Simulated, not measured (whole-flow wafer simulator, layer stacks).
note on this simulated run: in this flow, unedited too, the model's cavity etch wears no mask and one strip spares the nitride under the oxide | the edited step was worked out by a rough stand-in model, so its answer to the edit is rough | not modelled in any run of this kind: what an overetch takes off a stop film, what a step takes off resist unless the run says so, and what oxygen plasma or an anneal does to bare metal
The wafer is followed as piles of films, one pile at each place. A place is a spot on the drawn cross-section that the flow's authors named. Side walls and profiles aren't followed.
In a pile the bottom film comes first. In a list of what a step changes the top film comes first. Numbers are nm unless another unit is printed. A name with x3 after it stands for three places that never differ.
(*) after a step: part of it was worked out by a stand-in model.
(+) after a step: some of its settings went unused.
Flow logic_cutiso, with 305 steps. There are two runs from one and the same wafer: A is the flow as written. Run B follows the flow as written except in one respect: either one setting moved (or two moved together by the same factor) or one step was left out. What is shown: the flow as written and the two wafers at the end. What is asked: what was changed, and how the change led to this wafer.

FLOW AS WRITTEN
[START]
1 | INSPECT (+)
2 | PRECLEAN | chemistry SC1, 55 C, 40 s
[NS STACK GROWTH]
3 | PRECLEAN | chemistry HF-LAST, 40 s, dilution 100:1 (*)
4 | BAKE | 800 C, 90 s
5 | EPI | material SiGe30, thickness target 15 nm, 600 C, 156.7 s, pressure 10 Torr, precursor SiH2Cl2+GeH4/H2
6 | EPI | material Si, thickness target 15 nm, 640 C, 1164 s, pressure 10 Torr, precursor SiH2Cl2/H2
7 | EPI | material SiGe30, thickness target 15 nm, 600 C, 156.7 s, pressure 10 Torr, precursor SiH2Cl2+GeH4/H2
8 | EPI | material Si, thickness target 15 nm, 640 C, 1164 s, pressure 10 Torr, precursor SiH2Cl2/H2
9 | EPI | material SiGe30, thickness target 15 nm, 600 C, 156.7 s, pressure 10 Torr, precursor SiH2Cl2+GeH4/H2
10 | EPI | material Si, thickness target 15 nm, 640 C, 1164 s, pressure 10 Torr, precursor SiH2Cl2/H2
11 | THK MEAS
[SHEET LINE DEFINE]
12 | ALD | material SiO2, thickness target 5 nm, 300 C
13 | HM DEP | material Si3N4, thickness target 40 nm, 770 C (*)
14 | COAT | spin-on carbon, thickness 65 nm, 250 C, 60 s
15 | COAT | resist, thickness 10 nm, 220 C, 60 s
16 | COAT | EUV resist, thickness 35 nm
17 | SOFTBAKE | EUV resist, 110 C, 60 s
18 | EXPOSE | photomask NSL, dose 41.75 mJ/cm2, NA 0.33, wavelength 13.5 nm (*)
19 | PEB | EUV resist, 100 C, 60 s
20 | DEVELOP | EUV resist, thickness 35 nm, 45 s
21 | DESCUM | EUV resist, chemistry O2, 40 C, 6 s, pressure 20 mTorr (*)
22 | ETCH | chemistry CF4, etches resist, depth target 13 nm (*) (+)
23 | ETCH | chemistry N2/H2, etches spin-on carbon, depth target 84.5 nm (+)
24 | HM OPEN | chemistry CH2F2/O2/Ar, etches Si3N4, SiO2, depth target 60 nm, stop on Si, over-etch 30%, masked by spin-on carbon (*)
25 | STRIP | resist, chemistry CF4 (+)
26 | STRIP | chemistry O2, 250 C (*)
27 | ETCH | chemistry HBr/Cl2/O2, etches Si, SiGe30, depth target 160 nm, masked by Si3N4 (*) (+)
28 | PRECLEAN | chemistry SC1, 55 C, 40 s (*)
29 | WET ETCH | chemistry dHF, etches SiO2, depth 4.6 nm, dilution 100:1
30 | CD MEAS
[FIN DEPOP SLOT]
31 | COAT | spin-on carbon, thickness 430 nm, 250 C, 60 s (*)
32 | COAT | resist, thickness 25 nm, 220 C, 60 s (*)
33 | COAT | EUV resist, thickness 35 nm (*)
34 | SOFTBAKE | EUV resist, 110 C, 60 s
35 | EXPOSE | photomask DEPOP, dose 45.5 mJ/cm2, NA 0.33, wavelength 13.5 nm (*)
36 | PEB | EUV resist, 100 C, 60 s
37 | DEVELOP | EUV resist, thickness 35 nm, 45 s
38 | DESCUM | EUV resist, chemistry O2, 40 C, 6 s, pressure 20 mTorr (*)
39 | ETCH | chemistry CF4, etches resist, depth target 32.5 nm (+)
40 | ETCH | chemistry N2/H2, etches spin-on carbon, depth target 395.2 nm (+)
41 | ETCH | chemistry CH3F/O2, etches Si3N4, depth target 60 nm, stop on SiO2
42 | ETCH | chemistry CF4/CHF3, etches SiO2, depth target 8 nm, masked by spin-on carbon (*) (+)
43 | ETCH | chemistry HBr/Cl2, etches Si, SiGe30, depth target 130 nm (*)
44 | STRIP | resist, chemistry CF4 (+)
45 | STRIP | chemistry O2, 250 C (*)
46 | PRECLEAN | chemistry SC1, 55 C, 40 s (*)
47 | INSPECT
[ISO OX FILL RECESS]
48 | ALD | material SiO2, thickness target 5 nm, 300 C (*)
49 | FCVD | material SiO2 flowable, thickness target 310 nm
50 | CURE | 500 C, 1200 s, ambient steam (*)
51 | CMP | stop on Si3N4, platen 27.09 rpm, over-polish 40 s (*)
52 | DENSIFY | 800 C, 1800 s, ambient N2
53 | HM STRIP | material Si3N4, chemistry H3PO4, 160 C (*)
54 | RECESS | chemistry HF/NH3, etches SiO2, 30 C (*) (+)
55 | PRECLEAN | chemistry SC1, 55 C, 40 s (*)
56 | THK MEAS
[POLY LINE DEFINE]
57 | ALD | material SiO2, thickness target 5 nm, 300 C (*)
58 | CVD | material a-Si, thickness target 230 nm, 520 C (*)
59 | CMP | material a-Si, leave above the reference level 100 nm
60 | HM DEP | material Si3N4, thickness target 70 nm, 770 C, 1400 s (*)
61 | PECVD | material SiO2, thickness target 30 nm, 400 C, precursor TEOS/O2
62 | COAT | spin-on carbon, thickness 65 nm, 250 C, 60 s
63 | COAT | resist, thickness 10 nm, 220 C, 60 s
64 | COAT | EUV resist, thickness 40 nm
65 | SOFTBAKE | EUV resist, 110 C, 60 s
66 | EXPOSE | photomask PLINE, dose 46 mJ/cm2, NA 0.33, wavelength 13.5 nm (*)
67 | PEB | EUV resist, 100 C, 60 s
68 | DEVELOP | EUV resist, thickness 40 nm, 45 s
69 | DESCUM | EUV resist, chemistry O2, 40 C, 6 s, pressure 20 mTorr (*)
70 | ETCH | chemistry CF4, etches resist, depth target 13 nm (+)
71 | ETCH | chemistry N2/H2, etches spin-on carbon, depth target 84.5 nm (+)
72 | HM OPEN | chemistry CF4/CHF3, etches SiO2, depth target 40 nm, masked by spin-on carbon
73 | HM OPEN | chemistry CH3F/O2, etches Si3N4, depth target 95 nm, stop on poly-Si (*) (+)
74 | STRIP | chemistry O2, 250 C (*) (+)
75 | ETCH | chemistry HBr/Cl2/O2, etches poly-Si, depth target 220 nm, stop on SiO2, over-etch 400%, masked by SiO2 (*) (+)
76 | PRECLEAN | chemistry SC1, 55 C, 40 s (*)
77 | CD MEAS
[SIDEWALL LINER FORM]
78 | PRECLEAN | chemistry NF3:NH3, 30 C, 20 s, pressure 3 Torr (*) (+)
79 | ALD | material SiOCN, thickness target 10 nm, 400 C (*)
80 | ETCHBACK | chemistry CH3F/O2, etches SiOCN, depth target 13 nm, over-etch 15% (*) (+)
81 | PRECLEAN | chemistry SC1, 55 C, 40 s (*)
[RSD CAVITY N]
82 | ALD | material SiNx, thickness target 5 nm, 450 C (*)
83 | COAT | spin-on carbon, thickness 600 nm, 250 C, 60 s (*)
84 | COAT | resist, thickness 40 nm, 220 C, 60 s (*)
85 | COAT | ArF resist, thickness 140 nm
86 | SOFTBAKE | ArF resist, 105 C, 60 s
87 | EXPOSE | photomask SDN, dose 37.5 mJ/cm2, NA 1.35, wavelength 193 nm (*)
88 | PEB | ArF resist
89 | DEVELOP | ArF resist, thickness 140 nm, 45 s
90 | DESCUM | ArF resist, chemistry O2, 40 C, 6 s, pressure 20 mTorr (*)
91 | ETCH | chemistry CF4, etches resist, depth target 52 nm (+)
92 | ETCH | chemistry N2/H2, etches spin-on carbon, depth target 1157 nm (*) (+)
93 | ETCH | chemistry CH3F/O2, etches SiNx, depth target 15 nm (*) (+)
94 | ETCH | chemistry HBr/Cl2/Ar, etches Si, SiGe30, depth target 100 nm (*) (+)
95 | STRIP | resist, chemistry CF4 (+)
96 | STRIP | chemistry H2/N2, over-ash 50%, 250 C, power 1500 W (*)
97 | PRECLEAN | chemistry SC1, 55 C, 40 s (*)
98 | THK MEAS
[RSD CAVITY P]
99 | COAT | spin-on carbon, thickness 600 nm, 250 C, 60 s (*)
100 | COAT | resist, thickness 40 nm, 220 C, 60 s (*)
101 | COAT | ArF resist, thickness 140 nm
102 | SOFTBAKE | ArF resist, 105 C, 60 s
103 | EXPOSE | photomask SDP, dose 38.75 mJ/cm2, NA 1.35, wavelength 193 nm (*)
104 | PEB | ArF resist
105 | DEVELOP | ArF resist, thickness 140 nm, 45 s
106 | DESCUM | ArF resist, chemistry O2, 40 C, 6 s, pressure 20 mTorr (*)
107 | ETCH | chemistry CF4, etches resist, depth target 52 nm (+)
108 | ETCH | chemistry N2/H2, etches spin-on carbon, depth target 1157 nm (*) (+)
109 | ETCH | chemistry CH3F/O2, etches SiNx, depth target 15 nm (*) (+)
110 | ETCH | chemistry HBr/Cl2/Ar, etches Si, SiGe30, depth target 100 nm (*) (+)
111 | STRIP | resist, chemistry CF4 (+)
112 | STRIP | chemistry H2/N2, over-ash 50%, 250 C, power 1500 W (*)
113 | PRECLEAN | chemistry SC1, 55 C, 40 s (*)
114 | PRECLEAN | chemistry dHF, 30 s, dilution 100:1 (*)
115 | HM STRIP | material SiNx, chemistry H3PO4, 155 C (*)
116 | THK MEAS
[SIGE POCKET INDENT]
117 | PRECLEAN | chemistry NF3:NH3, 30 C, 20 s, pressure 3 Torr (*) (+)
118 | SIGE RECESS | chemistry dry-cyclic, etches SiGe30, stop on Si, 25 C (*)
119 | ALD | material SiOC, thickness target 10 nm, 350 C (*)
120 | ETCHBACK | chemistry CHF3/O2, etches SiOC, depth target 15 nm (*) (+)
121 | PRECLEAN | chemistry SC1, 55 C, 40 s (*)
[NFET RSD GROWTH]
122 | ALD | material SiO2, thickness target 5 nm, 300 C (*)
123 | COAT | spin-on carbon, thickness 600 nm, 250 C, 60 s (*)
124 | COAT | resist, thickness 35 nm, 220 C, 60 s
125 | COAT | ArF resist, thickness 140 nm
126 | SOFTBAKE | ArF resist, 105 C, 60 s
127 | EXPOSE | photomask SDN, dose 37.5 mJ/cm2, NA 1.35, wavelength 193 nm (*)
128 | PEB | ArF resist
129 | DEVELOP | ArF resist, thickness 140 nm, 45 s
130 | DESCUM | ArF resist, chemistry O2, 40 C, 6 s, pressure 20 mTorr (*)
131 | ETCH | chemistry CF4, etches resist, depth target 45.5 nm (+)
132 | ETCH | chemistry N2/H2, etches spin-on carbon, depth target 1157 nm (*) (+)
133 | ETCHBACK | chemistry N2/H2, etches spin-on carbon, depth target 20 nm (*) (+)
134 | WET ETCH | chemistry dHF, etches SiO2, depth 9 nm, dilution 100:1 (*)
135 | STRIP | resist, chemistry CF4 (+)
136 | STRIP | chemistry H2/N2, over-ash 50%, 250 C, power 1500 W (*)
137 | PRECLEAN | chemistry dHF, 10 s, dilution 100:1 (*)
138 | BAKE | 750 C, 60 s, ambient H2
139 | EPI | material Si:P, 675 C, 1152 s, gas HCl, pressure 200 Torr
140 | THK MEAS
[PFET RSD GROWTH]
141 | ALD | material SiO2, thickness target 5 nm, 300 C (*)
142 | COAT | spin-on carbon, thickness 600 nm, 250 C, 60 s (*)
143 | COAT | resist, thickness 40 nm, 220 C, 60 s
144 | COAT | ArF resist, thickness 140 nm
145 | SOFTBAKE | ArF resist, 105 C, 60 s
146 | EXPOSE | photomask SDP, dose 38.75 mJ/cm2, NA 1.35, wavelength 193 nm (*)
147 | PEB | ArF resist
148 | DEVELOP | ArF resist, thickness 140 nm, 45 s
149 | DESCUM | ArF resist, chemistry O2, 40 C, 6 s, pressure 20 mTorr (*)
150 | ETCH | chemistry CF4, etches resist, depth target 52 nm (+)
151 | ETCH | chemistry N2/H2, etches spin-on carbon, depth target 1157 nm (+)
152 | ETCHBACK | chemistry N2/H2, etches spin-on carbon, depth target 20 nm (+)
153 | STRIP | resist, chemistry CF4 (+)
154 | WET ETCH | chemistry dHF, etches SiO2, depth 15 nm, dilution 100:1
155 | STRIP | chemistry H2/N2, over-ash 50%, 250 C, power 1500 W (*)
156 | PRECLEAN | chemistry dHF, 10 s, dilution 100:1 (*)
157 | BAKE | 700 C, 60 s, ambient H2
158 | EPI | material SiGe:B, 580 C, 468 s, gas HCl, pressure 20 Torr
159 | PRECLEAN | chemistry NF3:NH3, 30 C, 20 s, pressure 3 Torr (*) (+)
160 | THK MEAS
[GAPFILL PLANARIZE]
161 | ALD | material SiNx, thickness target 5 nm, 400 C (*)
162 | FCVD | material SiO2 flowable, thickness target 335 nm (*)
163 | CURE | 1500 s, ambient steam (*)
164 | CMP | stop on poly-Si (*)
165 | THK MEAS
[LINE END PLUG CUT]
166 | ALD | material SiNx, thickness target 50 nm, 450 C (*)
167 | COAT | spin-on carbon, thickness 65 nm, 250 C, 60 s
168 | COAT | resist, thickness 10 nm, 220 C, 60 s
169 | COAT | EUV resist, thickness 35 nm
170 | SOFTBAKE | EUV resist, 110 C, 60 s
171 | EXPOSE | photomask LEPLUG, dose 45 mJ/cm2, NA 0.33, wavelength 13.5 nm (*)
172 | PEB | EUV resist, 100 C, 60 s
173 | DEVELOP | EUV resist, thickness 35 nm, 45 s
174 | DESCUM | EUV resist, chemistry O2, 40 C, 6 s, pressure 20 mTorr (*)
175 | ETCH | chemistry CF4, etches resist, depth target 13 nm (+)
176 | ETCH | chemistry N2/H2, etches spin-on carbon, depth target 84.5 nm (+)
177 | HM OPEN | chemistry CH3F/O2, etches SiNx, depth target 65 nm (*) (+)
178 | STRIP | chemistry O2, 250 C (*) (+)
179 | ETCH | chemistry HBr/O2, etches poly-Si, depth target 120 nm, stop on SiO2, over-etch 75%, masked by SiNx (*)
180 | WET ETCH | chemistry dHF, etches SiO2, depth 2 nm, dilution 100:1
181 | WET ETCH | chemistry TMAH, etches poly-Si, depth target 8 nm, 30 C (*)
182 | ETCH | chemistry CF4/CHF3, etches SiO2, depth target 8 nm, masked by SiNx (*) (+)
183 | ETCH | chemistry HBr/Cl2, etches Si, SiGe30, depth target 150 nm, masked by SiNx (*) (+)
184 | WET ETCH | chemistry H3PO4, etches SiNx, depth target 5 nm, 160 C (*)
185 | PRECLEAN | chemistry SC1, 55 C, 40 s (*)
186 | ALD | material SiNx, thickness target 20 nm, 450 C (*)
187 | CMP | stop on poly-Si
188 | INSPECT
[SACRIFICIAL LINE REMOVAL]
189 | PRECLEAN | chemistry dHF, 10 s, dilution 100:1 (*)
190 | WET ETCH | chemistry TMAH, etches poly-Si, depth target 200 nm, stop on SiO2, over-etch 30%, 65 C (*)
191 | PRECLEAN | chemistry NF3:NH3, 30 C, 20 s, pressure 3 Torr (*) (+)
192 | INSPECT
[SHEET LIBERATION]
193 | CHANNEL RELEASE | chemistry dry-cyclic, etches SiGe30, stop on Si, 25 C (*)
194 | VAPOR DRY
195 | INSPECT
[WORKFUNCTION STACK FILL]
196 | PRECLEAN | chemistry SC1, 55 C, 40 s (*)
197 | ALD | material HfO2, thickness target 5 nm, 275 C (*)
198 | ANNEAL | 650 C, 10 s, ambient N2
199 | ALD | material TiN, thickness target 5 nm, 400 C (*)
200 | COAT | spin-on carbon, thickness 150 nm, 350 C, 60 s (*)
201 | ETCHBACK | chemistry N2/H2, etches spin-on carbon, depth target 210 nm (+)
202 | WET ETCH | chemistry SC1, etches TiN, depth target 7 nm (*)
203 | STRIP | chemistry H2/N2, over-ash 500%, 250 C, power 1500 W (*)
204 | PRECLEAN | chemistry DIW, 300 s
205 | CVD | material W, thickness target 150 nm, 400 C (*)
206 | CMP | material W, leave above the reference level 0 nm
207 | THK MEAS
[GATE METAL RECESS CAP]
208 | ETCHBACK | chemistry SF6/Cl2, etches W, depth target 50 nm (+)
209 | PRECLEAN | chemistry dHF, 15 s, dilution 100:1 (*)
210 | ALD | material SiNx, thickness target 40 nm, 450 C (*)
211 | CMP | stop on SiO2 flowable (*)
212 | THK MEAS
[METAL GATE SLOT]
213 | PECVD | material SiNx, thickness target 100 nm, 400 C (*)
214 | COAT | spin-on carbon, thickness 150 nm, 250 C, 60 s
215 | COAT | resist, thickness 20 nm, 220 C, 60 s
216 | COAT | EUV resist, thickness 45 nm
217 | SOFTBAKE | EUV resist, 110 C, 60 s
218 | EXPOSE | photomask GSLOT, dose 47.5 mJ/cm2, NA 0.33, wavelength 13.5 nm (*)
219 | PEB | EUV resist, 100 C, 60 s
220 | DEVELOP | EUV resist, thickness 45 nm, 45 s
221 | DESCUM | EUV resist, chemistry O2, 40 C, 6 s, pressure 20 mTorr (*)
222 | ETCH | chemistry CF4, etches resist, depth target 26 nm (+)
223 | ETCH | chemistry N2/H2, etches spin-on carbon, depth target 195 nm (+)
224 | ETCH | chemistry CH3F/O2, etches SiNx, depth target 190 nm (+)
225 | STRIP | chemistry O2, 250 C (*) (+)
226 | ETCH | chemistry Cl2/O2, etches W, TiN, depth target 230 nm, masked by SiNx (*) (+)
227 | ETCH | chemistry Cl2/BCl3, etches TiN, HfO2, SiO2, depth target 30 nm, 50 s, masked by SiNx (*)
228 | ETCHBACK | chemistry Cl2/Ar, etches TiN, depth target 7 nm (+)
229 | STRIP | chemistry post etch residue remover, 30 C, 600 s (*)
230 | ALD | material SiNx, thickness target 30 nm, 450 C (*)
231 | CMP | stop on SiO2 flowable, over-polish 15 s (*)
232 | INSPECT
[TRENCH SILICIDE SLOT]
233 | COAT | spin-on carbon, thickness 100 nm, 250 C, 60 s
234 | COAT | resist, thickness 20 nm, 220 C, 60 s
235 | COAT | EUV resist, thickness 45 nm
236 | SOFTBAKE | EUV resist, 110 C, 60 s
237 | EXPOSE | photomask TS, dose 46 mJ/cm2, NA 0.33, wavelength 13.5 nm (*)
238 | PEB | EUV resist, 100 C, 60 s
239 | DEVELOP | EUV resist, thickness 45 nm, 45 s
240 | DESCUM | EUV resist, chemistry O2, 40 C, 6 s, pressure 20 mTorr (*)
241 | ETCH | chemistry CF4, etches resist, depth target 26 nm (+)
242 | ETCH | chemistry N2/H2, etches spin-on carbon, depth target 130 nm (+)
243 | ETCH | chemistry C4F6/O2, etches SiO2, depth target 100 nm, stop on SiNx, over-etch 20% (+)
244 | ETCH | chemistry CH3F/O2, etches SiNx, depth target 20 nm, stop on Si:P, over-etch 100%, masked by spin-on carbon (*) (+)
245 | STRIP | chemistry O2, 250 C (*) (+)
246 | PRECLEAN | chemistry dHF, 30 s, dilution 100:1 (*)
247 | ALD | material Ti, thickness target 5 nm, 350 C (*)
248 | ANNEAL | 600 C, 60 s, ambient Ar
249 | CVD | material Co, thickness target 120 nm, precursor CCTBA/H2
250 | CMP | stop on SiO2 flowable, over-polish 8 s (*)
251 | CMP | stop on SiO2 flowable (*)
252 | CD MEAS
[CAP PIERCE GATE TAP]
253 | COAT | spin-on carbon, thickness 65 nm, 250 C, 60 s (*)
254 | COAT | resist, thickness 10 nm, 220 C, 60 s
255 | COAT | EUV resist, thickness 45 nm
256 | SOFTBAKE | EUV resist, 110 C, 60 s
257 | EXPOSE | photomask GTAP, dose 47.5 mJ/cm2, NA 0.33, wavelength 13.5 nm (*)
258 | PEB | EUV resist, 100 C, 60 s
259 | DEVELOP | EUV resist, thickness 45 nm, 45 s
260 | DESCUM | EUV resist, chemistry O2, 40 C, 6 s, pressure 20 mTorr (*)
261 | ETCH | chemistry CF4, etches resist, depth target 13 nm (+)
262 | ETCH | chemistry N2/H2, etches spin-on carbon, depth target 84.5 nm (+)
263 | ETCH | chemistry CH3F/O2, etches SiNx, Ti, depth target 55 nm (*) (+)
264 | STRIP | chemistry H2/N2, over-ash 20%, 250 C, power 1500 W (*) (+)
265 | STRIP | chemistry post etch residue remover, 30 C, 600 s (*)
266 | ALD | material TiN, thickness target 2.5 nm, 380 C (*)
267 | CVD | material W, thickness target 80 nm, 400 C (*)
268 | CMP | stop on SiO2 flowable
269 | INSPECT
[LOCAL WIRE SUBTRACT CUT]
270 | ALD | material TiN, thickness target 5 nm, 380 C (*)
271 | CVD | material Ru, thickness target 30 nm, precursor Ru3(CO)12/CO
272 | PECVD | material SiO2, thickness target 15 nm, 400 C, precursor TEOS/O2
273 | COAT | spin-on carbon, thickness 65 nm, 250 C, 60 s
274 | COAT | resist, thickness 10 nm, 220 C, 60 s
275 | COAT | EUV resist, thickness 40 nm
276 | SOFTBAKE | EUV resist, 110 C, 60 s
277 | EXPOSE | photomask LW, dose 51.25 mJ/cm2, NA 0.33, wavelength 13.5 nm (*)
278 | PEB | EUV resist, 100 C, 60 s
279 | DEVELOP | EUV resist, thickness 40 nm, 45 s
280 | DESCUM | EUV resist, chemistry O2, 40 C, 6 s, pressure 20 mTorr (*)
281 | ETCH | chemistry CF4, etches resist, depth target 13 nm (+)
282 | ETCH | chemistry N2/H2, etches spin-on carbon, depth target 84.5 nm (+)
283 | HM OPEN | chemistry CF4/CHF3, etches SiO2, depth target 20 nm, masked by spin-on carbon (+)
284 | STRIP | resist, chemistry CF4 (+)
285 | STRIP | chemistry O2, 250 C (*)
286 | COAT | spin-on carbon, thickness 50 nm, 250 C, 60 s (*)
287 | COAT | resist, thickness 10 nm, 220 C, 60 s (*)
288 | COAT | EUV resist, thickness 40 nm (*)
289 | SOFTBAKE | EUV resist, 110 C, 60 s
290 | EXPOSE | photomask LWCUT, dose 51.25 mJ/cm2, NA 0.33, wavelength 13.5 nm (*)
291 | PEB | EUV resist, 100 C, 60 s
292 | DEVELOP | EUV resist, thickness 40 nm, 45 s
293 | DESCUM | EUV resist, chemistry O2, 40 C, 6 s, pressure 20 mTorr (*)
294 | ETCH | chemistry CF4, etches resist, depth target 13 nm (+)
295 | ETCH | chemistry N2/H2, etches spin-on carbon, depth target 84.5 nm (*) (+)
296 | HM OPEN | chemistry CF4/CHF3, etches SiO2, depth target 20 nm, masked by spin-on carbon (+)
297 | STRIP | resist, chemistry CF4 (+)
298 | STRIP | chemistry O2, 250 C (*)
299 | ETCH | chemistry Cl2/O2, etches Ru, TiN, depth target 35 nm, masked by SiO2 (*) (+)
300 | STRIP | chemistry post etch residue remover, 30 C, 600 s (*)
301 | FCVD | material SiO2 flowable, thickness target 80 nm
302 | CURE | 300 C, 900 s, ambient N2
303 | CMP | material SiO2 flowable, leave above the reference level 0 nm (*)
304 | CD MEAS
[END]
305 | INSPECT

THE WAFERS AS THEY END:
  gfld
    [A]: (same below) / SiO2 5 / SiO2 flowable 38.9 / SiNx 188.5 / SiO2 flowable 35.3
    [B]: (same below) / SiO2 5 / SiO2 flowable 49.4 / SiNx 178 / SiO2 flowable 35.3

The reason: step 227, ETCH: depth target 19.5 nm was run, though the flow has depth target 30 nm.

Step by step, how the change led to this:
  227 | ETCH | chemistry Cl2/BCl3, etches TiN, HfO2, SiO2, depth target 30 nm, 50 s, masked by SiNx (*)
      gfld: A -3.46 HfO2 (all of it), -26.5 SiO2 flowable | B -3.46 HfO2 (all of it), -16 SiO2 flowable
  230 | ALD | material SiNx, thickness target 30 nm, 450 C (*)
      gfld: A +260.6 SiNx (new film) | B +250.1 SiNx (new film)
